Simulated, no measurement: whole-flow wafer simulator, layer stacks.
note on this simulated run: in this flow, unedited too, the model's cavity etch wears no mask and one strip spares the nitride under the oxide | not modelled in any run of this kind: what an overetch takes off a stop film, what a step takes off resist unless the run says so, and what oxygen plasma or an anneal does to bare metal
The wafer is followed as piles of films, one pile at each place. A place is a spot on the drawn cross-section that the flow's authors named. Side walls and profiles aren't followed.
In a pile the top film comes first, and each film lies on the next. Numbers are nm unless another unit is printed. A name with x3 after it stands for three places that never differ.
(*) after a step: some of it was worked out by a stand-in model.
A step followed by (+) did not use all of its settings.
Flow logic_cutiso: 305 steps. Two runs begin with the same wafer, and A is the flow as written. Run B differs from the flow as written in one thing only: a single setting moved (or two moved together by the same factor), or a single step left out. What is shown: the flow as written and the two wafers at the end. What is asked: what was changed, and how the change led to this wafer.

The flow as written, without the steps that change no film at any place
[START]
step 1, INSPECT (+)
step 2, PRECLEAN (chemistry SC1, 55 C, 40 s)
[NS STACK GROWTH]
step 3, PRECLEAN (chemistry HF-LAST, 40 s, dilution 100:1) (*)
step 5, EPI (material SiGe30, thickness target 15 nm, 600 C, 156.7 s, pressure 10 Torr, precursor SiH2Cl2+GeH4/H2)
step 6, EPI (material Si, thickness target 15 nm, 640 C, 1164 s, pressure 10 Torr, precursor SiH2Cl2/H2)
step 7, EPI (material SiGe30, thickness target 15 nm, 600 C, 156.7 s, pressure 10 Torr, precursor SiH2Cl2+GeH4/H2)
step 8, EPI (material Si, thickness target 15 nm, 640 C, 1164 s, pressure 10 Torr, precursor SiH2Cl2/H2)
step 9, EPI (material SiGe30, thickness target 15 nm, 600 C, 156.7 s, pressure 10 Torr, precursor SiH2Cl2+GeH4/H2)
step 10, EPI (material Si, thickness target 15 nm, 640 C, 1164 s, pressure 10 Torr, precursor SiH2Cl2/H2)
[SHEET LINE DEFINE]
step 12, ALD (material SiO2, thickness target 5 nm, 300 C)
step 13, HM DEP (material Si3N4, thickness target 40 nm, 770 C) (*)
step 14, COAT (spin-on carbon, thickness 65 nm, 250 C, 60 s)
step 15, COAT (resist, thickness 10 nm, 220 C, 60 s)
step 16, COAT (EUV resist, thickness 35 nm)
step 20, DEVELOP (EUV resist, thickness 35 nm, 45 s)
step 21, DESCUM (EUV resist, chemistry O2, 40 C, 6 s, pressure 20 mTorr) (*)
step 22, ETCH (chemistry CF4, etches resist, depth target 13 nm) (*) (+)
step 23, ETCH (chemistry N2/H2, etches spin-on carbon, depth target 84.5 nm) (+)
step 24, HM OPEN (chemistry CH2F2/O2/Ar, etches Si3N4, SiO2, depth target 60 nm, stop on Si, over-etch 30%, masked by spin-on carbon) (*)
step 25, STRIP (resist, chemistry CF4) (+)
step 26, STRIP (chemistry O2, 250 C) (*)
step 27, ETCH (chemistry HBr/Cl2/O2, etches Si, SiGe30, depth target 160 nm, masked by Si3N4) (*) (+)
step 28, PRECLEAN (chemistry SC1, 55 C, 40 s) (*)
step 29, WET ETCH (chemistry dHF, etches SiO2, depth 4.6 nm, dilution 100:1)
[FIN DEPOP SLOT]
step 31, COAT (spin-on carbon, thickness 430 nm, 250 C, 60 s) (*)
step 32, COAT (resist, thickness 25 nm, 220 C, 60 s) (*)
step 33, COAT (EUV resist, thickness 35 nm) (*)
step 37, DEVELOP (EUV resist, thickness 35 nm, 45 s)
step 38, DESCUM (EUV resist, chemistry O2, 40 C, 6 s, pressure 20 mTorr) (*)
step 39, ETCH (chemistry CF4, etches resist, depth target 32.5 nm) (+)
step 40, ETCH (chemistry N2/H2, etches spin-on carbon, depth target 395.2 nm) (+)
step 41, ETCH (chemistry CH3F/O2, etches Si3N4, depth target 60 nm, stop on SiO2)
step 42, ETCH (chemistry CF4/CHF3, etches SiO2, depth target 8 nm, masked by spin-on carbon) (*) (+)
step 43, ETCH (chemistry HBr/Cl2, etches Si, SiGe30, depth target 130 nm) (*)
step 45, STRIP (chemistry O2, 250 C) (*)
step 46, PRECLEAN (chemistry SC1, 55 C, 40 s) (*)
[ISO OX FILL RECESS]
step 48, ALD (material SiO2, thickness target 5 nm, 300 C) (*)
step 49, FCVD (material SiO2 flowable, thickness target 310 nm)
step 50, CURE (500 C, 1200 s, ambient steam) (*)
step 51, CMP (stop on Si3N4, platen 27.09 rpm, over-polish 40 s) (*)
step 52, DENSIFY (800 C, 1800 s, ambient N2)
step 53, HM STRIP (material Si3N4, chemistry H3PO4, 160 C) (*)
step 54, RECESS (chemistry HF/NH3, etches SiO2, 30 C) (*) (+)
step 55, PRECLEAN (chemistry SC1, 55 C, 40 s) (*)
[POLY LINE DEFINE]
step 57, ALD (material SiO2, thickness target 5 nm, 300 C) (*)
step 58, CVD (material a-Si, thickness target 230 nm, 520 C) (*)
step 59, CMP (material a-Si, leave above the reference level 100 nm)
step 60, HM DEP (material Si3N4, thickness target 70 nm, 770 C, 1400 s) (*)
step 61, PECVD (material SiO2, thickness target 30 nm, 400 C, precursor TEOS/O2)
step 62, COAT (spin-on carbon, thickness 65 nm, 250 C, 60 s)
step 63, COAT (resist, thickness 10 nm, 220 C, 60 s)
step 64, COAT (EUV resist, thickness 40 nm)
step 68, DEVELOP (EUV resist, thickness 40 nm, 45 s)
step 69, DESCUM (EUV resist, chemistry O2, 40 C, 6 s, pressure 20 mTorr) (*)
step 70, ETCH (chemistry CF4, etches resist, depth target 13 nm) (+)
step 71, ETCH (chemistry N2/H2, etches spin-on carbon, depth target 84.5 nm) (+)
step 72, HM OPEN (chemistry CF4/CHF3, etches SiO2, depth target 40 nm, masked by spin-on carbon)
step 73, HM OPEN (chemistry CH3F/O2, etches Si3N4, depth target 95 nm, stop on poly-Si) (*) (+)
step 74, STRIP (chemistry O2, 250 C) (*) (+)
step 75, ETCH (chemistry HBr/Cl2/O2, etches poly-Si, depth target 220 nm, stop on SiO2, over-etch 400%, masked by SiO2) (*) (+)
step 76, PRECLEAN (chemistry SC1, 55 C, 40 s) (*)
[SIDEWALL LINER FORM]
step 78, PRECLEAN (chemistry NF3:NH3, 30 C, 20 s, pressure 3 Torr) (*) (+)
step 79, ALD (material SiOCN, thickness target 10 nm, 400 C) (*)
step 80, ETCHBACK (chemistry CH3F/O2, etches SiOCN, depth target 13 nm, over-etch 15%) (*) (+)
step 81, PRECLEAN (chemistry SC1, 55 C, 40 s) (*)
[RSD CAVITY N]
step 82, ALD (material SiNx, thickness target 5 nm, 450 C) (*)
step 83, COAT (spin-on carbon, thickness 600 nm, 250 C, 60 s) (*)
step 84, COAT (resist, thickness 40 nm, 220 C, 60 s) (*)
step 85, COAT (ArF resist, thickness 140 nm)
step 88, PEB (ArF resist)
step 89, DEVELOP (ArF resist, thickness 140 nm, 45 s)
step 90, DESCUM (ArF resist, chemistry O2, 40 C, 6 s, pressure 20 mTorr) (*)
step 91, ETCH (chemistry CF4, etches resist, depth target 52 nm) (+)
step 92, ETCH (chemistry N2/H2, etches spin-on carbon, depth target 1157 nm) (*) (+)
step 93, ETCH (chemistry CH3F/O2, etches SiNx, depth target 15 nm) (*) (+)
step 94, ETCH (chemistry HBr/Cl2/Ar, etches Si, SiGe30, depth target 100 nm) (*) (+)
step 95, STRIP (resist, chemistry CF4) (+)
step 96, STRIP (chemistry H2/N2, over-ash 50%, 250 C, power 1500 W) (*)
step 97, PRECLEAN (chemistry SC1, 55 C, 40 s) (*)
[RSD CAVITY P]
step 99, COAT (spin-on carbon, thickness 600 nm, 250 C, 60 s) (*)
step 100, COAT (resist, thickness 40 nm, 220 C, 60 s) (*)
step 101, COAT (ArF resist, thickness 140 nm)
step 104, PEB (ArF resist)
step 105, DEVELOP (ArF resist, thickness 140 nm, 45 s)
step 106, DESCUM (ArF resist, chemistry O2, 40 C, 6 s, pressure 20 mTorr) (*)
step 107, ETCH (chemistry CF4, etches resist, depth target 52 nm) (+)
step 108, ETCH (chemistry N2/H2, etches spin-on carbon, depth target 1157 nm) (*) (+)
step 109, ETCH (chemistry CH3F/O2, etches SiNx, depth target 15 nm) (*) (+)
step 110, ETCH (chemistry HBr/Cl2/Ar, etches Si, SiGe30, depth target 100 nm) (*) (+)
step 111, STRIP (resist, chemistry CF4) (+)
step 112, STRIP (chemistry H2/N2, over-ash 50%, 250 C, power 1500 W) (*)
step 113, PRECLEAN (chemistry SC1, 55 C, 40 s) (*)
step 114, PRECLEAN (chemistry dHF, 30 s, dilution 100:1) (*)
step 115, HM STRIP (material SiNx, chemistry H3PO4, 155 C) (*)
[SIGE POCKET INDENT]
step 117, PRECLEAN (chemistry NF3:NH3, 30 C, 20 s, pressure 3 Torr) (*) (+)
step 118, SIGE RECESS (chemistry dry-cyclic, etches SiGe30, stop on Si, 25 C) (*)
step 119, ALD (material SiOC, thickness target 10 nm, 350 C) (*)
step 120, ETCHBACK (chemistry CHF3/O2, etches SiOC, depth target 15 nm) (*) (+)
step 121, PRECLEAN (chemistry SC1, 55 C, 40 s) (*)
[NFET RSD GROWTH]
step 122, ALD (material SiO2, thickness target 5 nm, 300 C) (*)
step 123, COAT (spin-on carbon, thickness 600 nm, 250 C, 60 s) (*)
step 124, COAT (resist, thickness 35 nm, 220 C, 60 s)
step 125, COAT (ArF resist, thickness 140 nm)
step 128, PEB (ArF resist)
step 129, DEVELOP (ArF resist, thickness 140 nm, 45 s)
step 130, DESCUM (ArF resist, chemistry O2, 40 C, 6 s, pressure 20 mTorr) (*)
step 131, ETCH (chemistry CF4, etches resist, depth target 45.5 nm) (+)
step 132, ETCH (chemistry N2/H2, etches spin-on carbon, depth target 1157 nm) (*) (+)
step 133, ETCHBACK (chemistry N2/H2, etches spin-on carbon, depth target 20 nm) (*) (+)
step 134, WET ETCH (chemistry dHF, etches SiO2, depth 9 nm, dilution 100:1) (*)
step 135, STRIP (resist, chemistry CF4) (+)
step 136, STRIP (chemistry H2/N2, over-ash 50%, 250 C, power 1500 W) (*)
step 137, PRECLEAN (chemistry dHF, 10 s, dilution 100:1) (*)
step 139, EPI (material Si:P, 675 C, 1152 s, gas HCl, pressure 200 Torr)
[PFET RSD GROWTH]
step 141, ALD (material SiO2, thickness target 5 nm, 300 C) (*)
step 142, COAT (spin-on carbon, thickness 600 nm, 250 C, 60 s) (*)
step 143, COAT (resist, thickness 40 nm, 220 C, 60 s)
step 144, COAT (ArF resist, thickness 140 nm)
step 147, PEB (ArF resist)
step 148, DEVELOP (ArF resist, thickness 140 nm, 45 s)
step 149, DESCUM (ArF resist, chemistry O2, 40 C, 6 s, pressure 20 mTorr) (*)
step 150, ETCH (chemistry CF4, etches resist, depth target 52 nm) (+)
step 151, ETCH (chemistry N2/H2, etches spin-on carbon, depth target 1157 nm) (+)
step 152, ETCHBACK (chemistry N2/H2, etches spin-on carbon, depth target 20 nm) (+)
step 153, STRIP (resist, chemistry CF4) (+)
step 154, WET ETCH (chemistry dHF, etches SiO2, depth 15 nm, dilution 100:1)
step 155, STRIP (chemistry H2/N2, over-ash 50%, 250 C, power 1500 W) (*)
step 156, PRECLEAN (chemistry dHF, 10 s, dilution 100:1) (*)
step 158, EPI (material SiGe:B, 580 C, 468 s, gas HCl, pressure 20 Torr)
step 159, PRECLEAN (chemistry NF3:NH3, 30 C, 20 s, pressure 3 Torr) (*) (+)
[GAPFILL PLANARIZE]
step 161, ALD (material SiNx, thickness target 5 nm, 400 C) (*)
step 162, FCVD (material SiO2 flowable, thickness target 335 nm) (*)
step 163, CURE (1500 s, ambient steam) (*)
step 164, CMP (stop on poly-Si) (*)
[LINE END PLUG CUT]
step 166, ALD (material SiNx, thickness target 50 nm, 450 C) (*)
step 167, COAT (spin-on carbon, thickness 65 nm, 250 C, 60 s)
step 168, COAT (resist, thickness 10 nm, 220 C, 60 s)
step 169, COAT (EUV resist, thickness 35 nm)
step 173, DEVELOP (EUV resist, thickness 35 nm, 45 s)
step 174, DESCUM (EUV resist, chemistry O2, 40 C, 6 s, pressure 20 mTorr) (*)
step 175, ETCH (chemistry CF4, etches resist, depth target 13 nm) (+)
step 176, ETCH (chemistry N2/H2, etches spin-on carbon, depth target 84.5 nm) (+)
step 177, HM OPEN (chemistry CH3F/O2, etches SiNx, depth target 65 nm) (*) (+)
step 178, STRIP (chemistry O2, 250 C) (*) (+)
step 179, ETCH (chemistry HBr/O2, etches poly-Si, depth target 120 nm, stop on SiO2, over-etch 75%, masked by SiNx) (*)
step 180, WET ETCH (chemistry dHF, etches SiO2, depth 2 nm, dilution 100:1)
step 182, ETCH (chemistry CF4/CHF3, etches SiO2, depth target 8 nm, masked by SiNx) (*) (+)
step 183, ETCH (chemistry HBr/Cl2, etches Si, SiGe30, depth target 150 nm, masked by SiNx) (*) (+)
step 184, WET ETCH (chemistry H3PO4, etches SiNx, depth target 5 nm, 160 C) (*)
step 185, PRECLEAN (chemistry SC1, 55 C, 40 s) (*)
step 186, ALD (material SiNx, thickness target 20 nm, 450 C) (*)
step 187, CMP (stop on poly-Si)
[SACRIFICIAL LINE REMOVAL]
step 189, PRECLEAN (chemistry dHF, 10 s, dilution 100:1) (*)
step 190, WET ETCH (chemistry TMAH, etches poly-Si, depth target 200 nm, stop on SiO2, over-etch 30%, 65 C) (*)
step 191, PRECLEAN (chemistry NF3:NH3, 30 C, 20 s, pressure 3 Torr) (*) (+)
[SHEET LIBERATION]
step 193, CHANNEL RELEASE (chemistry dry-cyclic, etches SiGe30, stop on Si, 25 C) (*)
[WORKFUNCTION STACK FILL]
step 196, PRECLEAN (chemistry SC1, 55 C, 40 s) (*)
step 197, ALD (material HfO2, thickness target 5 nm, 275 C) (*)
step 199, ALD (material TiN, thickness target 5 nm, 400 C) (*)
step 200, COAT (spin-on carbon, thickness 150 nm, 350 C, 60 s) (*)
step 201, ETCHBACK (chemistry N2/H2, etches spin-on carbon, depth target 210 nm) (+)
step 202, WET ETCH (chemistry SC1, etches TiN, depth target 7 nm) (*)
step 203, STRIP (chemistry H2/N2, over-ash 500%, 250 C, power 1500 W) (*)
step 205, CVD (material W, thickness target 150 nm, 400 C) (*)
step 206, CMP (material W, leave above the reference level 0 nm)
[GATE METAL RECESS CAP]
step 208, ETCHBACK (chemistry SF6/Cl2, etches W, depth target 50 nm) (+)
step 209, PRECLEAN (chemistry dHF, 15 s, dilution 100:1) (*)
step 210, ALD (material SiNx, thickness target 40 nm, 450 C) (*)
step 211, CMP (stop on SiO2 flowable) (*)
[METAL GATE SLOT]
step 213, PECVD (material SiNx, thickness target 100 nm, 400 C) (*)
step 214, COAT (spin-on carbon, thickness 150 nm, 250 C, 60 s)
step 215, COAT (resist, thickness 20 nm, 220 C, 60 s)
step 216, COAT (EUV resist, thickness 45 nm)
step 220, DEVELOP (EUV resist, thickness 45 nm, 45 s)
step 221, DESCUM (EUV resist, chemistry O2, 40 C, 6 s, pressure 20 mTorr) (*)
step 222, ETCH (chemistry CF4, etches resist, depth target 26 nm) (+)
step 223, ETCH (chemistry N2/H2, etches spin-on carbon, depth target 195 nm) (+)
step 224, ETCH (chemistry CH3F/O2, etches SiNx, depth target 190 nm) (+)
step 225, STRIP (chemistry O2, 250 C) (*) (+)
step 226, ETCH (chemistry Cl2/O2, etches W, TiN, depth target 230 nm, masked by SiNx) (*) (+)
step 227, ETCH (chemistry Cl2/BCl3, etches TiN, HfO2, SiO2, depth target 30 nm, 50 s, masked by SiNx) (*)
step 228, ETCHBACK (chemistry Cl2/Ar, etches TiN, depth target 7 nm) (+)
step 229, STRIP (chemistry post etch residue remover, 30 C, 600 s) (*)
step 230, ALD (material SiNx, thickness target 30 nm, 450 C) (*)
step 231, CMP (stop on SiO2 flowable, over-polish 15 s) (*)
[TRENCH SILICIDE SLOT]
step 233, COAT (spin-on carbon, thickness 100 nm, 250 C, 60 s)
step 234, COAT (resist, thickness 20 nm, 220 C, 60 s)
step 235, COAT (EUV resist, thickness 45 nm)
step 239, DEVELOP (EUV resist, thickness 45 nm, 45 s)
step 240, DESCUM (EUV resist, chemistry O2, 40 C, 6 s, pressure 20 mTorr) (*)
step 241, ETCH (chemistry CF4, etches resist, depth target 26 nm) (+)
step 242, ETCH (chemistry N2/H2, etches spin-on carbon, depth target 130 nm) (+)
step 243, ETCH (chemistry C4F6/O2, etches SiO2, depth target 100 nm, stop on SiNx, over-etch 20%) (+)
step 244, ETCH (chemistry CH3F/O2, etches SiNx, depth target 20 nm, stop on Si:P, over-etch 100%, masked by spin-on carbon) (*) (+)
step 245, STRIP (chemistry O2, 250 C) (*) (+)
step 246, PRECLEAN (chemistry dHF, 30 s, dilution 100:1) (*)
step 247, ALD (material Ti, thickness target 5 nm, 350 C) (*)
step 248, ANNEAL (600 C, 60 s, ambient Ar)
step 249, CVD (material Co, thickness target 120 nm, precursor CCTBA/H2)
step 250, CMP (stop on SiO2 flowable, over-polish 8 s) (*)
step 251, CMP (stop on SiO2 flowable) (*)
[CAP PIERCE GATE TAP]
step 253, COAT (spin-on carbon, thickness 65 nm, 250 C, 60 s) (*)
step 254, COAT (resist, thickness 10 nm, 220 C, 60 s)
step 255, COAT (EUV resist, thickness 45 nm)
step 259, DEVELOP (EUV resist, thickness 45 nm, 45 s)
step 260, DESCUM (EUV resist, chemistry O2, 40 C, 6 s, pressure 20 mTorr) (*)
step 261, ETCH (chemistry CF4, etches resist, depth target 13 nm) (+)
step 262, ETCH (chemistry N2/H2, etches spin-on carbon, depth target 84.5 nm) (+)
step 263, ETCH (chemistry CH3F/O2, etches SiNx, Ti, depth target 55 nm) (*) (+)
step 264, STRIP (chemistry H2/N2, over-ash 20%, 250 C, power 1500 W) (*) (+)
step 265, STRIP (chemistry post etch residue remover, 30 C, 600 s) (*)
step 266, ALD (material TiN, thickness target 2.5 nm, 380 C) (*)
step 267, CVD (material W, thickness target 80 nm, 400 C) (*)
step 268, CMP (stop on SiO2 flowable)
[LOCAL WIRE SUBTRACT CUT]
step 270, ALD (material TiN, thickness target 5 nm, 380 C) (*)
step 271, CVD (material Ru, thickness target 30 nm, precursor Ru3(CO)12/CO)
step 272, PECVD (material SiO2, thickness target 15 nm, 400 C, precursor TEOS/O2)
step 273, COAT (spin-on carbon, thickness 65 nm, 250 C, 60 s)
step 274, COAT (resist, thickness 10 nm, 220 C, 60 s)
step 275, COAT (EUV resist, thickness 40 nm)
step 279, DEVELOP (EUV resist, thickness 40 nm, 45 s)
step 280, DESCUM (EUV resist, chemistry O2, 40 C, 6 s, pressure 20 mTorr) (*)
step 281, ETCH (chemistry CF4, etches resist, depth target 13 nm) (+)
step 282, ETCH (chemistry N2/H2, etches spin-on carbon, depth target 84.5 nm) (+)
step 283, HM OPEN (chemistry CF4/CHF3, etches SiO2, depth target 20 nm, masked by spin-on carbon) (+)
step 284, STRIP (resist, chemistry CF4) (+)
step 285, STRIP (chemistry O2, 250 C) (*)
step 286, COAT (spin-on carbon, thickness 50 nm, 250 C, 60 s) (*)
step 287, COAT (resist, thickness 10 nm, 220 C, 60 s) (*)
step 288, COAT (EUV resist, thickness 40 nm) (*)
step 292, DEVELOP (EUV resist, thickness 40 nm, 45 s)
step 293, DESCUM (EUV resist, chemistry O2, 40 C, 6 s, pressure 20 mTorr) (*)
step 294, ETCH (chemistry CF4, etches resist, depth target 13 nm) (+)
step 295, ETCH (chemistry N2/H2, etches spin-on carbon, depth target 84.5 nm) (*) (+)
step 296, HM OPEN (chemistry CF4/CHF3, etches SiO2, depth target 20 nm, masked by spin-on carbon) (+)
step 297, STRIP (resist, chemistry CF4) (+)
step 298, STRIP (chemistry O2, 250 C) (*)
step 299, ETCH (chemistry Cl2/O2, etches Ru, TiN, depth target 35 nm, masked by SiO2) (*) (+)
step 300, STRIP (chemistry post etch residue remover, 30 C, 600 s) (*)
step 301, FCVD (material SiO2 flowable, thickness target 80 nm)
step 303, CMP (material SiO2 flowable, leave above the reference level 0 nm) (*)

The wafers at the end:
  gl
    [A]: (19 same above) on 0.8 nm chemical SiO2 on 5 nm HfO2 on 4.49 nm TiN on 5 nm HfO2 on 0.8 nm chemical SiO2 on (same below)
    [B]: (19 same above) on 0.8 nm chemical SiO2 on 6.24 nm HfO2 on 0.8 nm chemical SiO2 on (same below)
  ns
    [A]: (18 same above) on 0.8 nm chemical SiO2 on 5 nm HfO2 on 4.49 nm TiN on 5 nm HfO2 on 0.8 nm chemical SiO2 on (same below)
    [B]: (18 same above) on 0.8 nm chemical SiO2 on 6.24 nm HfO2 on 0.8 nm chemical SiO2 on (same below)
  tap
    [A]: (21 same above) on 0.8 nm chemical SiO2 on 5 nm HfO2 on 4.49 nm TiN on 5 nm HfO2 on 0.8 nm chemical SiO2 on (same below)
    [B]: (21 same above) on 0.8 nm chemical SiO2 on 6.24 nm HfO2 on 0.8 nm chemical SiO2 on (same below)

The reason: step 5, EPI: thickness target 6.8 nm was run, whereas the flow has thickness target 15 nm; step 5, EPI: 70.5 s was run, where the flow has 156.7 s.

The path from the change to this, step by step:
  step 5, EPI (material SiGe30, thickness target 15 nm, 600 C, 156.7 s, pressure 10 Torr, precursor SiH2Cl2+GeH4/H2)
      depop, dpovl, gfld and 19 more: A SiGe30 gains 15 (new film) | B SiGe30 gains 6.75 (new film)
  step 27, ETCH (chemistry HBr/Cl2/O2, etches Si, SiGe30, depth target 160 nm, masked by Si3N4) (*) (+)
      gfld, gxf, iso, lnri: A chemical SiO2 loses 0.79 (all of it), Si loses 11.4 (all of it), SiGe30 loses 15 (all of it), Si loses 15 (all of it), SiGe30 loses 15 (all of it), Si loses 15 (all of it), SiGe30 loses 15 (all of it), Si loses 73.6 | B chemical SiO2 loses 0.79 (all of it), Si loses 11.4 (all of it), SiGe30 loses 15 (all of it), Si loses 15 (all of it), SiGe30 loses 15 (all of it), Si loses 15 (all of it), SiGe30 loses 6.75 (all of it), Si loses 81.9
      dpovl, nsgap: A chemical SiO2 loses 0.79 (all of it), Si loses 11.8 (all of it), SiGe30 loses 15 (all of it), Si loses 15 (all of it), SiGe30 loses 15 (all of it), Si loses 15 (all of it), SiGe30 loses 15 (all of it), Si loses 73.2 | B chemical SiO2 loses 0.79 (all of it), Si loses 11.8 (all of it), SiGe30 loses 15 (all of it), Si loses 15 (all of it), SiGe30 loses 15 (all of it), Si loses 15 (all of it), SiGe30 loses 6.75 (all of it), Si loses 81.5
      (as well as at 1 more place)
  step 43, ETCH (chemistry HBr/Cl2, etches Si, SiGe30, depth target 130 nm) (*)
      depop: A Si loses 14 (all of it), SiGe30 loses 15 (all of it), Si loses 15 (all of it), SiGe30 loses 15 (all of it), Si loses 15 (all of it), SiGe30 loses 15 (all of it), Si loses 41 | B Si loses 14 (all of it), SiGe30 loses 15 (all of it), Si loses 15 (all of it), SiGe30 loses 15 (all of it), Si loses 15 (all of it), SiGe30 loses 6.75 (all of it), Si loses 49.2
  step 94, ETCH (chemistry HBr/Cl2/Ar, etches Si, SiGe30, depth target 100 nm) (*) (+)
      rsdn, rsdx: A chemical SiO2 loses 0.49 (all of it), Si loses 12.8 (all of it), SiGe30 loses 15 (all of it), Si loses 15 (all of it), SiGe30 loses 15 (all of it), Si loses 15 (all of it), SiGe30 loses 15 (all of it), Si loses 12.2 | B chemical SiO2 loses 0.49 (all of it), Si loses 12.8 (all of it), SiGe30 loses 15 (all of it), Si loses 15 (all of it), SiGe30 loses 15 (all of it), Si loses 15 (all of it), SiGe30 loses 6.75 (all of it), Si loses 20.4
  step 110, ETCH (chemistry HBr/Cl2/Ar, etches Si, SiGe30, depth target 100 nm) (*) (+)
      rsdp, rsdw: A chemical SiO2 loses 0.49 (all of it), Si loses 12.8 (all of it), SiGe30 loses 15 (all of it), Si loses 15 (all of it), SiGe30 loses 15 (all of it), Si loses 15 (all of it), SiGe30 loses 15 (all of it), Si loses 12.2 | B chemical SiO2 loses 0.49 (all of it), Si loses 12.8 (all of it), SiGe30 loses 15 (all of it), Si loses 15 (all of it), SiGe30 loses 15 (all of it), Si loses 15 (all of it), SiGe30 loses 6.75 (all of it), Si loses 20.4
  step 118, SIGE RECESS (chemistry dry-cyclic, etches SiGe30, stop on Si, 25 C) (*)
      lnr, lnrp, lnrt: A SiOCN loses 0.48, Si loses 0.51, cavity gains 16 (new film), SiGe30 loses 15 (all of it), Si loses 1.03, cavity gains 16 (new film), SiGe30 loses 15 (all of it), Si loses 1.03, cavity gains 16 (new film), SiGe30 loses 15 (all of it), Si loses 0.51 | B SiOCN loses 0.48, Si loses 0.51, cavity gains 16 (new film), SiGe30 loses 15 (all of it), Si loses 1.03, cavity gains 16 (new film), SiGe30 loses 15 (all of it), Si loses 1.03, cavity gains 7.78 (new film), SiGe30 loses 6.75 (all of it), Si loses 0.51
  step 119, ALD (material SiOC, thickness target 10 nm, 350 C) (*)
      lnr, lnrp, lnrt: A SiOC gains 10 (new film), SiOC gains 16 (new film), cavity loses 16 (all of it), SiOC gains 16 (new film), cavity loses 16 (all of it), SiOC gains 16 (new film), cavity loses 16 (all of it) | B SiOC gains 10 (new film), SiOC gains 16 (new film), cavity loses 16 (all of it), SiOC gains 16 (new film), cavity loses 16 (all of it), SiOC gains 7.78 (new film), cavity loses 7.78 (all of it)
  step 183, ETCH (chemistry HBr/Cl2, etches Si, SiGe30, depth target 150 nm, masked by SiNx) (*) (+)
      plug: A Si loses 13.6 (all of it), SiGe30 loses 15 (all of it), Si loses 15 (all of it), SiGe30 loses 15 (all of it), Si loses 15 (all of it), SiGe30 loses 15 (all of it), Si loses 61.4 | B Si loses 13.6 (all of it), SiGe30 loses 15 (all of it), Si loses 15 (all of it), SiGe30 loses 15 (all of it), Si loses 15 (all of it), SiGe30 loses 6.75 (all of it), Si loses 69.7
  step 193, CHANNEL RELEASE (chemistry dry-cyclic, etches SiGe30, stop on Si, 25 C) (*)
      gl, glp, gxn, gxp, ns, tap: A chemical SiO2 gains 0.8 (new film), Si loses 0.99, chemical SiO2 gains 0.8 (new film), cavity gains 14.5 (new film), chemical SiO2 gains 0.8 (new film), SiGe30 loses 15 (all of it), Si loses 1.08, chemical SiO2 gains 0.8 (new film), cavity gains 14.5 (new film), chemical SiO2 gains 0.8 (new film), SiGe30 loses 15 (all of it), Si loses 1.08, chemical SiO2 gains 0.8 (new film), cavity gains 14.5 (new film), chemical SiO2 gains 0.8 (new film), SiGe30 loses 15 (all of it), Si loses 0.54 | B chemical SiO2 gains 0.8 (new film), Si loses 0.99, chemical SiO2 gains 0.8 (new film), cavity gains 14.5 (new film), chemical SiO2 gains 0.8 (new film), SiGe30 loses 15 (all of it), Si loses 1.08, chemical SiO2 gains 0.8 (new film), cavity gains 14.5 (new film), chemical SiO2 gains 0.8 (new film), SiGe30 loses 15 (all of it), Si loses 1.08, chemical SiO2 gains 0.8 (new film), cavity gains 6.24 (new film), chemical SiO2 gains 0.8 (new film), SiGe30 loses 6.75 (all of it), Si loses 0.54
  step 197, ALD (material HfO2, thickness target 5 nm, 275 C) (*)
      gl, glp, gxn, gxp, ns, tap: A HfO2 gains 5 (new film), HfO2 gains 5 (new film), cavity loses 10, HfO2 gains 5 (new film), HfO2 gains 5 (new film), cavity loses 10, HfO2 gains 5 (new film), HfO2 gains 5 (new film), cavity loses 10, HfO2 gains 5 (new film) | B HfO2 gains 5 (new film), HfO2 gains 5 (new film), cavity loses 10, HfO2 gains 5 (new film), HfO2 gains 5 (new film), cavity loses 10, HfO2 gains 5 (new film), HfO2 gains 6.24 (new film), cavity loses 6.24 (all of it)
  step 199, ALD (material TiN, thickness target 5 nm, 400 C) (*)
      gl, glp, tap: A TiN gains 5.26 (new film), TiN gains 4.49 (new film), cavity loses 4.49 (all of it), TiN gains 4.49 (new film), cavity loses 4.49 (all of it), TiN gains 4.49 (new film), cavity loses 4.49 (all of it) | B TiN gains 5.26 (new film), TiN gains 4.49 (new film), cavity loses 4.49 (all of it), TiN gains 4.49 (new film), cavity loses 4.49 (all of it)
      gxn, gxp, ns: A TiN gains 5 (new film), TiN gains 4.49 (new film), cavity loses 4.49 (all of it), TiN gains 4.49 (new film), cavity loses 4.49 (all of it), TiN gains 4.49 (new film), cavity loses 4.49 (all of it) | B TiN gains 5 (new film), TiN gains 4.49 (new film), cavity loses 4.49 (all of it), TiN gains 4.49 (new film), cavity loses 4.49 (all of it)
If metal films that touch count as one body, gl has 3 bodies (between them, from the top down: HfO2 5 / chemical SiO2 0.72 / Si 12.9 / chemical SiO2 0.8 / HfO2 5; HfO2 5 / chemical SiO2 0.8 / Si 13.9 / chemical SiO2 0.8 / HfO2 5); the flow as written gives 4 bodies (between them, from the top down: HfO2 5 / chemical SiO2 0.72 / Si 12.9 / chemical SiO2 0.8 / HfO2 5; HfO2 5 / chemical SiO2 0.8 / Si 13.9 / chemical SiO2 0.8 / HfO2 5; HfO2 5 / chemical SiO2 0.8 / Si 13.9 / chemical SiO2 0.8 / HfO2 5).
If metal films that touch count as one body, ns has 3 bodies (between them, from the top down: HfO2 5 / chemical SiO2 0.72 / Si 12.9 / chemical SiO2 0.8 / HfO2 5; HfO2 5 / chemical SiO2 0.8 / Si 13.9 / chemical SiO2 0.8 / HfO2 5); the flow as written gives 4 bodies (between them, from the top down: HfO2 5 / chemical SiO2 0.72 / Si 12.9 / chemical SiO2 0.8 / HfO2 5; HfO2 5 / chemical SiO2 0.8 / Si 13.9 / chemical SiO2 0.8 / HfO2 5; HfO2 5 / chemical SiO2 0.8 / Si 13.9 / chemical SiO2 0.8 / HfO2 5).
If metal films that touch count as one body, tap has 3 bodies (between them, from the top down: HfO2 5 / chemical SiO2 0.72 / Si 12.9 / chemical SiO2 0.8 / HfO2 5; HfO2 5 / chemical SiO2 0.8 / Si 13.9 / chemical SiO2 0.8 / HfO2 5); the flow as written gives 4 bodies (between them, from the top down: HfO2 5 / chemical SiO2 0.72 / Si 12.9 / chemical SiO2 0.8 / HfO2 5; HfO2 5 / chemical SiO2 0.8 / Si 13.9 / chemical SiO2 0.8 / HfO2 5; HfO2 5 / chemical SiO2 0.8 / Si 13.9 / chemical SiO2 0.8 / HfO2 5).
